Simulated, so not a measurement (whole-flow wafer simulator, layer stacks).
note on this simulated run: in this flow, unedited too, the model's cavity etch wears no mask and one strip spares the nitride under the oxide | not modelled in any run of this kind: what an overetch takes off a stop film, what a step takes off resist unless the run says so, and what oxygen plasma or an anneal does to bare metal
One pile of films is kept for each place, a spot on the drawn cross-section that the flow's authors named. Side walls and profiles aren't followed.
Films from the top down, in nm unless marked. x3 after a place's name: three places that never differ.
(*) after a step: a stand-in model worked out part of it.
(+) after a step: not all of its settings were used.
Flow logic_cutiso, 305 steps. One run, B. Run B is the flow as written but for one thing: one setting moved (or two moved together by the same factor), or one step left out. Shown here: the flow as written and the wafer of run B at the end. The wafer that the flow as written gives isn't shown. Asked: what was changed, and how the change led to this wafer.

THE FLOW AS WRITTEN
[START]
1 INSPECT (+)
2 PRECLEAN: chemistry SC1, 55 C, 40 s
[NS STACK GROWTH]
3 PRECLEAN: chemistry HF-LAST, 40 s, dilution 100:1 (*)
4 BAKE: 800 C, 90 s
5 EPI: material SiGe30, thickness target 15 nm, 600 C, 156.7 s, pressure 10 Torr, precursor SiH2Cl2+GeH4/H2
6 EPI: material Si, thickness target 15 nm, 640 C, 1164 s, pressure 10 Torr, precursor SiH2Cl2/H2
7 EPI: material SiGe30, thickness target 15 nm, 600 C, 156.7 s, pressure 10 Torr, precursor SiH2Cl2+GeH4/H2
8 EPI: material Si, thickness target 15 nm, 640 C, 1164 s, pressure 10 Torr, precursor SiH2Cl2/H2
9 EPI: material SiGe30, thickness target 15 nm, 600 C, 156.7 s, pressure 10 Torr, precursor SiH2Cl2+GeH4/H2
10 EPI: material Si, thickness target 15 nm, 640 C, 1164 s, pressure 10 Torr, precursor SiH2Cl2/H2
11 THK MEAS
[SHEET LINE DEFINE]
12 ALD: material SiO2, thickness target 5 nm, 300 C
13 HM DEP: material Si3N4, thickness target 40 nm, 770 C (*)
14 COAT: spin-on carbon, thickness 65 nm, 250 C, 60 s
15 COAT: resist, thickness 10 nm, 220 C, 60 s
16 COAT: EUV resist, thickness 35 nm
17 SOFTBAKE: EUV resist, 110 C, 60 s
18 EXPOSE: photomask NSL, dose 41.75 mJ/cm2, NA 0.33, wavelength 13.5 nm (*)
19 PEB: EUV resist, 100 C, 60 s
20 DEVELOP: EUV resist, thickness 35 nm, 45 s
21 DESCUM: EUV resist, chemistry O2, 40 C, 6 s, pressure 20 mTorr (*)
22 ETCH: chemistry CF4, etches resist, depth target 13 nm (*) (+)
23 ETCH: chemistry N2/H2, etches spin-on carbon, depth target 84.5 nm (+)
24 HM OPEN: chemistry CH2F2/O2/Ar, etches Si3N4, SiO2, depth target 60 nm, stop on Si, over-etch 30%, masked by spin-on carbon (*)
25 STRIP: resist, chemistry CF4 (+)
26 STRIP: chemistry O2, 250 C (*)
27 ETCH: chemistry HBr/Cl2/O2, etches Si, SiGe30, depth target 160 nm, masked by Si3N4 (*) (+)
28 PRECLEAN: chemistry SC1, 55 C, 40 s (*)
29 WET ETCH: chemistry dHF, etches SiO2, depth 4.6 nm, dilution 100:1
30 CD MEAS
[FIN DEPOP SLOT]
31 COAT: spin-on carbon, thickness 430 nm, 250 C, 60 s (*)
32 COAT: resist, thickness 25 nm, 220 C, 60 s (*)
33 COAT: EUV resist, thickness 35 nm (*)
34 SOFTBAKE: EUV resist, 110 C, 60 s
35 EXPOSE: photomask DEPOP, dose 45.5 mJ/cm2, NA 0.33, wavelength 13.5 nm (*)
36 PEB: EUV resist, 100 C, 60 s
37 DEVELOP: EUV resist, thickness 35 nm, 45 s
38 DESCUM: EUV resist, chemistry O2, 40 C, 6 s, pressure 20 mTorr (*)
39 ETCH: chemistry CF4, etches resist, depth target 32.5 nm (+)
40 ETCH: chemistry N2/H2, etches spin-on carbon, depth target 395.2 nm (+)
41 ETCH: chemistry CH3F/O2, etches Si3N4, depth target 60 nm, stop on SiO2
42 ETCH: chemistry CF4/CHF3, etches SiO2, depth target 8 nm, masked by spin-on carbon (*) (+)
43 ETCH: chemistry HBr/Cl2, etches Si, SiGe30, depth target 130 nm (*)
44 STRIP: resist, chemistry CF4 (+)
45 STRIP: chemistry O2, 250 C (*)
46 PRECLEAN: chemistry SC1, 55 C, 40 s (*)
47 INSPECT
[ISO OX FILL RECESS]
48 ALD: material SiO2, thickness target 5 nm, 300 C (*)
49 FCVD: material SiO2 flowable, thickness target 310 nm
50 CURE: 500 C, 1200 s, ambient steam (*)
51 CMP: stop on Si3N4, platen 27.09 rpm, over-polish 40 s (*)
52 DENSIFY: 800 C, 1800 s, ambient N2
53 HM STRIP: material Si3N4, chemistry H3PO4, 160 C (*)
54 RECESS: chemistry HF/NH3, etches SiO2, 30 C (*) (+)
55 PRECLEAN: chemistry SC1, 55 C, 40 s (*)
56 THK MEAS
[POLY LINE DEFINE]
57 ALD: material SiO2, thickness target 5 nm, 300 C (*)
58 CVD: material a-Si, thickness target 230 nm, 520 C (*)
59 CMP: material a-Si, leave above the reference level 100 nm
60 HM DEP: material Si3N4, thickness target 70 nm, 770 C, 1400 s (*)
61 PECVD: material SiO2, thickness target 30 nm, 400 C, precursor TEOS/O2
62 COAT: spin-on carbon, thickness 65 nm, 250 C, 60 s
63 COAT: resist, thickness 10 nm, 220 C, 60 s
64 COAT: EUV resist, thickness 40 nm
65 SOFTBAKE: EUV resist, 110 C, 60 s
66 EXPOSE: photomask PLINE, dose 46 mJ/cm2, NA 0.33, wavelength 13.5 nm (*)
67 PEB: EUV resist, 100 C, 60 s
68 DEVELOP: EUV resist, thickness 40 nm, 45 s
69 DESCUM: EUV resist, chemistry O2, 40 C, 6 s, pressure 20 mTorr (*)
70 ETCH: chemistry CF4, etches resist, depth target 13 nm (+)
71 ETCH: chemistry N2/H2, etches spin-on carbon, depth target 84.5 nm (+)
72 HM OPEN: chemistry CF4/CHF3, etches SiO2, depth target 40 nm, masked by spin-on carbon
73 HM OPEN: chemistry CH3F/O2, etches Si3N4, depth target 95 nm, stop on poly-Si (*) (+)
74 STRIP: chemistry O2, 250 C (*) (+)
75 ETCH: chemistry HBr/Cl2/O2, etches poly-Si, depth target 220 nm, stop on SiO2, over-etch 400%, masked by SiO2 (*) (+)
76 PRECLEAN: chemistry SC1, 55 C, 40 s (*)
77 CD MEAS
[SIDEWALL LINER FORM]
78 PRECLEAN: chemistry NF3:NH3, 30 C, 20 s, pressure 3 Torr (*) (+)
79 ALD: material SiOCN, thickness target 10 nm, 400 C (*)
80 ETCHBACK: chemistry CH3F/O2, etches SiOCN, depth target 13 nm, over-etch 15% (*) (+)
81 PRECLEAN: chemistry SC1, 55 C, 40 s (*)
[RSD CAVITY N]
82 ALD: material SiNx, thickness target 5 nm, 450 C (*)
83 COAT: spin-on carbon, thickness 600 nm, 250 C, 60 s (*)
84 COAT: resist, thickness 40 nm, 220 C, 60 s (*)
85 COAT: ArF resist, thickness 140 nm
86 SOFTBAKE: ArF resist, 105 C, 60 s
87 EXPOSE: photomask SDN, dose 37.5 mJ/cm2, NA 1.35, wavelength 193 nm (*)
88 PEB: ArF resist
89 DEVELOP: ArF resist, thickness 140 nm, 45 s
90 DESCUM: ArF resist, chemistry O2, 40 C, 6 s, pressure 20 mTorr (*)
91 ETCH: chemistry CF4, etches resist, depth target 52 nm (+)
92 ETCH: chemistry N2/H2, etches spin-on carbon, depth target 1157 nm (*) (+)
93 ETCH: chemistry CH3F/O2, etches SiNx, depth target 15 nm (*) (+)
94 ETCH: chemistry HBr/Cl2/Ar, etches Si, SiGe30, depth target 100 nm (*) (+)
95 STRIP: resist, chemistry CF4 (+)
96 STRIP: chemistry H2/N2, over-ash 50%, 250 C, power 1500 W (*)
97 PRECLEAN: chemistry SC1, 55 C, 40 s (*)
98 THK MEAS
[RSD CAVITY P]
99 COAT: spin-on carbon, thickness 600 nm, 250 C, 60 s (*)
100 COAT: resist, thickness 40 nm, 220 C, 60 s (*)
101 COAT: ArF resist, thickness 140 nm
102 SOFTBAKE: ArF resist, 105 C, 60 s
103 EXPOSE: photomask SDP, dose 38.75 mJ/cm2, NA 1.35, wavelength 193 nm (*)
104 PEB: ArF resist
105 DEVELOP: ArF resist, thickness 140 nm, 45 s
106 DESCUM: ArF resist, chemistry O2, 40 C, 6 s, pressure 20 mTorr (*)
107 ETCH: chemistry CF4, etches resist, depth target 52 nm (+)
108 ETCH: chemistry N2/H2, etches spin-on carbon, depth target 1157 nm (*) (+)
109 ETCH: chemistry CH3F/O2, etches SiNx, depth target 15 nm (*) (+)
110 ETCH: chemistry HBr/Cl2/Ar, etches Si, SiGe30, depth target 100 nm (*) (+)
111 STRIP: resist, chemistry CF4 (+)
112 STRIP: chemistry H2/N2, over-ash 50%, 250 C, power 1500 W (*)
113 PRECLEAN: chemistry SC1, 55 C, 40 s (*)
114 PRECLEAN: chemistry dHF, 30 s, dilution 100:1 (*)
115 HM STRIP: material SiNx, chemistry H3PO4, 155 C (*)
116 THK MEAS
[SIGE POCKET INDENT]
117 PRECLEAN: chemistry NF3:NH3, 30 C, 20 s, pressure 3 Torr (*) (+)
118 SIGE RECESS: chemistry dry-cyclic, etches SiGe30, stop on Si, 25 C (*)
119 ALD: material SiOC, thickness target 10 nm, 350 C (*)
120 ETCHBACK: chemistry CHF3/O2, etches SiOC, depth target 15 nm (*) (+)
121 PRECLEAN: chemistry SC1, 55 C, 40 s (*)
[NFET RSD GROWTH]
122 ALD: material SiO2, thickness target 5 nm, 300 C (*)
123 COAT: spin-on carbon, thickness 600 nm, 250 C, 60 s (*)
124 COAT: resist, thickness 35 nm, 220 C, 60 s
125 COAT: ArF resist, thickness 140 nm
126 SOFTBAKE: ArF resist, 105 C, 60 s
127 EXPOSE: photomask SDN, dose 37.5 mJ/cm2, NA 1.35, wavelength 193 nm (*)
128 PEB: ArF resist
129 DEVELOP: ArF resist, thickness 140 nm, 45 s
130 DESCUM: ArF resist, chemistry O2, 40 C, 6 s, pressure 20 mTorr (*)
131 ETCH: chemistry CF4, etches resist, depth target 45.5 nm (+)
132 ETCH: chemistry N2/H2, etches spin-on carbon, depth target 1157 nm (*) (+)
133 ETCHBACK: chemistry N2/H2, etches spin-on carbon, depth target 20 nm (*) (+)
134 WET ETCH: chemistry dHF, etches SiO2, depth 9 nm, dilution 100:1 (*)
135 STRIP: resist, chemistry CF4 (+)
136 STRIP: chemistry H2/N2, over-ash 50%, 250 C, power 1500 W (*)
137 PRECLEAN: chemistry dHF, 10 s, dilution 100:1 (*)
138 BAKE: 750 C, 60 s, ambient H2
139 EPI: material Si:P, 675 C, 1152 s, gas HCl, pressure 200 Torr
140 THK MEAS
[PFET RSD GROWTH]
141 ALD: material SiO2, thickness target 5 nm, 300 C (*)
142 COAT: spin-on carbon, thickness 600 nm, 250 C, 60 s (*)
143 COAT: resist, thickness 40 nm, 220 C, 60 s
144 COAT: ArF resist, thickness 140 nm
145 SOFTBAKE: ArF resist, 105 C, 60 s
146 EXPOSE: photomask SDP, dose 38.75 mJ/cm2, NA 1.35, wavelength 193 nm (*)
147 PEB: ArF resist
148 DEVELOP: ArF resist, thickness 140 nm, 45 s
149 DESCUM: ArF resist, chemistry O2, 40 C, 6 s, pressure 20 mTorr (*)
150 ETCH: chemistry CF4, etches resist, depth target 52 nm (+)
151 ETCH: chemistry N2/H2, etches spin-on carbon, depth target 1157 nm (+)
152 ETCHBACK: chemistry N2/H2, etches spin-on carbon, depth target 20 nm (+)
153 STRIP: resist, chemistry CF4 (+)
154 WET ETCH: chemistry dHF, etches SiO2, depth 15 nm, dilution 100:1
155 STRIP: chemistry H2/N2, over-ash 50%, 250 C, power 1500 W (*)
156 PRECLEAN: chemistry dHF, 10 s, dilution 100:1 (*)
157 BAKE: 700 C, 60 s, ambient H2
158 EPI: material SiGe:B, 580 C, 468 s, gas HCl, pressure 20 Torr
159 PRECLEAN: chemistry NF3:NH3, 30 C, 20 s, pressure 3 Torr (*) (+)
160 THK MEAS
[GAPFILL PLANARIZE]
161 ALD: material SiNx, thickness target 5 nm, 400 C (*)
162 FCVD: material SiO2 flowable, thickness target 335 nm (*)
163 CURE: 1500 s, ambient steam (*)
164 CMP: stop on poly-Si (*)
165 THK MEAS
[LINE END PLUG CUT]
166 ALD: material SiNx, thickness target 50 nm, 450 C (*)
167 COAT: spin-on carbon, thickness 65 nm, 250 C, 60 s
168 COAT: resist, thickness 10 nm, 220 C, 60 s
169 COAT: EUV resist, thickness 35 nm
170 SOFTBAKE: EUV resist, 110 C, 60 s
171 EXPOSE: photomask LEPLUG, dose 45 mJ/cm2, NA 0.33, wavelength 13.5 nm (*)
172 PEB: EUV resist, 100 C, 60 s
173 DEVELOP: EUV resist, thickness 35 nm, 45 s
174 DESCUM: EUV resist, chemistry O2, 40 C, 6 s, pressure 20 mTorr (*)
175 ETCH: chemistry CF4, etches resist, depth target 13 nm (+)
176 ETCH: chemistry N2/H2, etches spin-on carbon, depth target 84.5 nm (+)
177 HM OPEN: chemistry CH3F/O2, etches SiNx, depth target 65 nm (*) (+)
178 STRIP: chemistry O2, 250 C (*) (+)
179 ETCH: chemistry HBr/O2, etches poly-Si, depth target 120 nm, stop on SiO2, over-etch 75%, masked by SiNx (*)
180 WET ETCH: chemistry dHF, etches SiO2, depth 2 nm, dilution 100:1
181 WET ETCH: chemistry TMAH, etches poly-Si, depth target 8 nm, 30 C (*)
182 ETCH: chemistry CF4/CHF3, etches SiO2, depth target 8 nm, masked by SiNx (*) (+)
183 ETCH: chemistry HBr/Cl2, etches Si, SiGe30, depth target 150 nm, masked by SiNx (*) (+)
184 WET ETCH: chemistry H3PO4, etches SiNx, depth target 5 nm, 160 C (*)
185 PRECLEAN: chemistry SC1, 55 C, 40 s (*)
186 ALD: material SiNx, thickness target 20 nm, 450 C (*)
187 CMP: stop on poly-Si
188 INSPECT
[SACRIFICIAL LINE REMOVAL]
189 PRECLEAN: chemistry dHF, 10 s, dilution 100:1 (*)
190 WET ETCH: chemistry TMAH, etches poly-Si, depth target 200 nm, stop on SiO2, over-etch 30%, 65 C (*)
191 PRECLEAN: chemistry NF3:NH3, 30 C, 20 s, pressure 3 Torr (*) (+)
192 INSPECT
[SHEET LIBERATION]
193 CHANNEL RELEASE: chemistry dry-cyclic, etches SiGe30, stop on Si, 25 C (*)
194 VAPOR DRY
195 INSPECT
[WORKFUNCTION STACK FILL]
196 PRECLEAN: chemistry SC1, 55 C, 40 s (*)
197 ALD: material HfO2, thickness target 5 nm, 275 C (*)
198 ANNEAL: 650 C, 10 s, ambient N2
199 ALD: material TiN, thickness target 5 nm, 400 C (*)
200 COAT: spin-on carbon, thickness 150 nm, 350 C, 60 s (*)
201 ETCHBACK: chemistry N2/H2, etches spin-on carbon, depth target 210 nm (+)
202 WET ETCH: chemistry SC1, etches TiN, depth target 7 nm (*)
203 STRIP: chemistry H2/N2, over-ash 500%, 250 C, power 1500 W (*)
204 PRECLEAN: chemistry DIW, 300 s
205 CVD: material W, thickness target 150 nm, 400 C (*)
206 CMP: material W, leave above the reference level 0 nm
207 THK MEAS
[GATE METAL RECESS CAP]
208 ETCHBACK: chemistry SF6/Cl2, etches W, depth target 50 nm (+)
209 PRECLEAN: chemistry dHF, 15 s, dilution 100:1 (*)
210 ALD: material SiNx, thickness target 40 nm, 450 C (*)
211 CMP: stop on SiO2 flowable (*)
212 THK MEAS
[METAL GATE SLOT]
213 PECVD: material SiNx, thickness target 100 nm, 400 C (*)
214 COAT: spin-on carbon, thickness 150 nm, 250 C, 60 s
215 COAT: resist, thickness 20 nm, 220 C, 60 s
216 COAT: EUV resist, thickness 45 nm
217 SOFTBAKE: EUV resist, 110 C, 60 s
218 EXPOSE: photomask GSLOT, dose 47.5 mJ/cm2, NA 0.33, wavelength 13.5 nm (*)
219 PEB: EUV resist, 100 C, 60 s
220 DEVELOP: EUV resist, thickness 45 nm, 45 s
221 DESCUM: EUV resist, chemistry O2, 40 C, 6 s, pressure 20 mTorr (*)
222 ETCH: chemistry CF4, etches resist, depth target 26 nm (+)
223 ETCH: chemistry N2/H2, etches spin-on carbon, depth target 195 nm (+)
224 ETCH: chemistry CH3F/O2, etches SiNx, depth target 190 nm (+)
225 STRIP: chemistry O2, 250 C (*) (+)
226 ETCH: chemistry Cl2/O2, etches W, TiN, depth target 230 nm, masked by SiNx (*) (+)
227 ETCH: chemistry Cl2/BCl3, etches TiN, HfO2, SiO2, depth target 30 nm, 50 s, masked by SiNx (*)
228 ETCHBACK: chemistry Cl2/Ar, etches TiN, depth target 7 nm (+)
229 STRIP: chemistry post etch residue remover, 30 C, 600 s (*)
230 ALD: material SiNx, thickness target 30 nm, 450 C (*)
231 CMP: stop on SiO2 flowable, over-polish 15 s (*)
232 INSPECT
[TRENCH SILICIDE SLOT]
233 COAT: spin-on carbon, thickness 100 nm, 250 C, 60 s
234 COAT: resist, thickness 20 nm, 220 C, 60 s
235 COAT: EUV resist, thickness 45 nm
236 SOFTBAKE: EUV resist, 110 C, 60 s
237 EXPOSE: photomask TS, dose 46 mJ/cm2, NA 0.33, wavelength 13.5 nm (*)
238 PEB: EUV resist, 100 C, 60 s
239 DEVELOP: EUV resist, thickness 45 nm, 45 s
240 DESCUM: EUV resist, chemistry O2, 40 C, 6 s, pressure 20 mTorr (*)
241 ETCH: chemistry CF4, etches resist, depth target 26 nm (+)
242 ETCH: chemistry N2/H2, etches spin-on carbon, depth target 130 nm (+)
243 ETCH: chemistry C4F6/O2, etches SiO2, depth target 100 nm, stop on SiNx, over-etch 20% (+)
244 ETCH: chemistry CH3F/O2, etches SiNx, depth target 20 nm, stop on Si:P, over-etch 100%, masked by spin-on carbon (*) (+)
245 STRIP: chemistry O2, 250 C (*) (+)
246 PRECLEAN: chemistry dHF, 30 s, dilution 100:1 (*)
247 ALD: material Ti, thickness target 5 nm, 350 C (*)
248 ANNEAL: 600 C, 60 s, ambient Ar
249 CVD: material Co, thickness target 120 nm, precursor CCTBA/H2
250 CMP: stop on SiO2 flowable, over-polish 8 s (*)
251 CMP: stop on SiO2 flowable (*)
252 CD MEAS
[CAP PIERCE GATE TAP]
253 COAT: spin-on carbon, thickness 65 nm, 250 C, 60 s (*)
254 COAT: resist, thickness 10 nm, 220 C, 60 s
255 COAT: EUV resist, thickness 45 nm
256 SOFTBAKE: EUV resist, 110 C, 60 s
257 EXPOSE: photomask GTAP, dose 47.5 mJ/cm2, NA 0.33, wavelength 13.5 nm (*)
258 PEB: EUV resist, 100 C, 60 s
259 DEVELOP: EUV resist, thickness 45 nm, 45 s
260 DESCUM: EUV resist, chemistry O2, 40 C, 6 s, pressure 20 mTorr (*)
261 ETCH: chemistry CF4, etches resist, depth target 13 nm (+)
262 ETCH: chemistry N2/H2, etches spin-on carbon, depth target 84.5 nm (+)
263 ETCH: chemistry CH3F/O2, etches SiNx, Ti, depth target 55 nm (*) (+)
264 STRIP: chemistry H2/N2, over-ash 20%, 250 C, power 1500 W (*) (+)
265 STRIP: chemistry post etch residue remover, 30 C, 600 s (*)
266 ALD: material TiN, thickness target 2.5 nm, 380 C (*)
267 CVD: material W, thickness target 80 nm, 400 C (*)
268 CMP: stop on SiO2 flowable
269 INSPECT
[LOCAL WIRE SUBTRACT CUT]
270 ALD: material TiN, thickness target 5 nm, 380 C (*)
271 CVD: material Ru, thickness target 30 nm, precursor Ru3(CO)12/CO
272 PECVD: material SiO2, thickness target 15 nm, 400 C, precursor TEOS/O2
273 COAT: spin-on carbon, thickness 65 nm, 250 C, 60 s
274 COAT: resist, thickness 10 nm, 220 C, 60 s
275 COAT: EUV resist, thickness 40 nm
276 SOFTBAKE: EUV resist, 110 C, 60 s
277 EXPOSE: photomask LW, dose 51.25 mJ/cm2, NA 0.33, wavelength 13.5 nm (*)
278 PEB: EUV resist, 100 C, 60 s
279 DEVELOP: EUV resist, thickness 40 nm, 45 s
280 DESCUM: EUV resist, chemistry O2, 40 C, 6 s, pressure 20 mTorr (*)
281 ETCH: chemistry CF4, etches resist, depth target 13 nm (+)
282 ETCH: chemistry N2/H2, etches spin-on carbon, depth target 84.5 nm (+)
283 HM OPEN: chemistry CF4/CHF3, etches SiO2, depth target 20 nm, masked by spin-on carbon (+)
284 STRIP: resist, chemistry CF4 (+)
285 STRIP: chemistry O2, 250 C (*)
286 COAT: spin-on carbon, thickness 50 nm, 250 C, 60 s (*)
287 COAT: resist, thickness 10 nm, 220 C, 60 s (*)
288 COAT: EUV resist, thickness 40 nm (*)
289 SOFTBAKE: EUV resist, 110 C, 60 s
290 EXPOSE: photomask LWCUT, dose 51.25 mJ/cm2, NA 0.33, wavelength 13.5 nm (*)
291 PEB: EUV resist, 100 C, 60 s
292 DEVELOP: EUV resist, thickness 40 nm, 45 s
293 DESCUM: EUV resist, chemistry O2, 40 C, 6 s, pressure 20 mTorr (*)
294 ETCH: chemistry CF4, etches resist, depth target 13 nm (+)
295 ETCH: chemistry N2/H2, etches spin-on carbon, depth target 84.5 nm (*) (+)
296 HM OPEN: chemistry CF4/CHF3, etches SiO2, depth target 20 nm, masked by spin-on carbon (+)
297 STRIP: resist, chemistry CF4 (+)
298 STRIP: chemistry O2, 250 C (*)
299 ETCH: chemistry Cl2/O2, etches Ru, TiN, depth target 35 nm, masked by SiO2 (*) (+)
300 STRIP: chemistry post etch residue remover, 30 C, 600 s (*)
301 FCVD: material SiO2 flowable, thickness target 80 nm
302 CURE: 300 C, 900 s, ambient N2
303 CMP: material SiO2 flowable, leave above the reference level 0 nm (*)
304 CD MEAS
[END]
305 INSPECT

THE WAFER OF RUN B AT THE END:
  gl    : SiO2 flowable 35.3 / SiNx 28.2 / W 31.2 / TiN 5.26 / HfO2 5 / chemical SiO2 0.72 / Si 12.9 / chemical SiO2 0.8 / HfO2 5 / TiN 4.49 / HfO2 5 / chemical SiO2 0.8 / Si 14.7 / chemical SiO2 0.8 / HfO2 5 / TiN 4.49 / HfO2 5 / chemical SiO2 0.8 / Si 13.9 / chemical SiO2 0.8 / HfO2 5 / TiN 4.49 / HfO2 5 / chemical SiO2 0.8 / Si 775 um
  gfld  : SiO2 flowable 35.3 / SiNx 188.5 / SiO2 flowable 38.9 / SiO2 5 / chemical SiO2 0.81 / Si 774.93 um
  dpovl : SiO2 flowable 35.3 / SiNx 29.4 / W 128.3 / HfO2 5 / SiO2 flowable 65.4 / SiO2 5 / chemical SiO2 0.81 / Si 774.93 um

The cause: step 8, EPI: thickness target 15.8 nm was run, where the flow has thickness target 15 nm; step 8, EPI: 1223 s was run, where the flow has 1164 s.

How the change led to this, step by step:
  8 EPI: material Si, thickness target 15 nm, 640 C, 1164 s, pressure 10 Torr, precursor SiH2Cl2/H2
      depop, dpovl, gfld and 19 more: Si +15.8 (new film) (as written it would be: Si +15 (new film))
  27 ETCH: chemistry HBr/Cl2/O2, etches Si, SiGe30, depth target 160 nm, masked by Si3N4 (*) (+)
      gfld, gxf, iso, lnri: chemical SiO2 -0.79 (all of it), Si -11.4 (all of it), SiGe30 -15 (all of it), Si -15.8 (all of it), SiGe30 -15 (all of it), Si -15 (all of it), SiGe30 -15 (all of it), Si -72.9 (as written it would be: chemical SiO2 -0.79 (all of it), Si -11.4 (all of it), SiGe30 -15 (all of it), Si -15 (all of it), SiGe30 -15 (all of it), Si -15 (all of it), SiGe30 -15 (all of it), Si -73.6)
      dpovl, nsgap: chemical SiO2 -0.79 (all of it), Si -11.8 (all of it), SiGe30 -15 (all of it), Si -15.8 (all of it), SiGe30 -15 (all of it), Si -15 (all of it), SiGe30 -15 (all of it), Si -72.5 (as written it would be: chemical SiO2 -0.79 (all of it), Si -11.8 (all of it), SiGe30 -15 (all of it), Si -15 (all of it), SiGe30 -15 (all of it), Si -15 (all of it), SiGe30 -15 (all of it), Si -73.2)
      (and at 1 more place)
  43 ETCH: chemistry HBr/Cl2, etches Si, SiGe30, depth target 130 nm (*)
      depop: Si -14 (all of it), SiGe30 -15 (all of it), Si -15.8 (all of it), SiGe30 -15 (all of it), Si -15 (all of it), SiGe30 -15 (all of it), Si -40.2 (as written it would be: Si -14 (all of it), SiGe30 -15 (all of it), Si -15 (all of it), SiGe30 -15 (all of it), Si -15 (all of it), SiGe30 -15 (all of it), Si -41)
  94 ETCH: chemistry HBr/Cl2/Ar, etches Si, SiGe30, depth target 100 nm (*) (+)
      rsdn, rsdx: chemical SiO2 -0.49 (all of it), Si -12.8 (all of it), SiGe30 -15 (all of it), Si -15.8 (all of it), SiGe30 -15 (all of it), Si -15 (all of it), SiGe30 -15 (all of it), Si -11.4 (as written it would be: chemical SiO2 -0.49 (all of it), Si -12.8 (all of it), SiGe30 -15 (all of it), Si -15 (all of it), SiGe30 -15 (all of it), Si -15 (all of it), SiGe30 -15 (all of it), Si -12.2)
  110 ETCH: chemistry HBr/Cl2/Ar, etches Si, SiGe30, depth target 100 nm (*) (+)
      rsdp, rsdw: chemical SiO2 -0.49 (all of it), Si -12.8 (all of it), SiGe30 -15 (all of it), Si -15.8 (all of it), SiGe30 -15 (all of it), Si -15 (all of it), SiGe30 -15 (all of it), Si -11.4 (as written it would be: chemical SiO2 -0.49 (all of it), Si -12.8 (all of it), SiGe30 -15 (all of it), Si -15 (all of it), SiGe30 -15 (all of it), Si -15 (all of it), SiGe30 -15 (all of it), Si -12.2)
  183 ETCH: chemistry HBr/Cl2, etches Si, SiGe30, depth target 150 nm, masked by SiNx (*) (+)
      plug: Si -13.6 (all of it), SiGe30 -15 (all of it), Si -15.8 (all of it), SiGe30 -15 (all of it), Si -15 (all of it), SiGe30 -15 (all of it), Si -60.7 (as written it would be: Si -13.6 (all of it), SiGe30 -15 (all of it), Si -15 (all of it), SiGe30 -15 (all of it), Si -15 (all of it), SiGe30 -15 (all of it), Si -61.4)
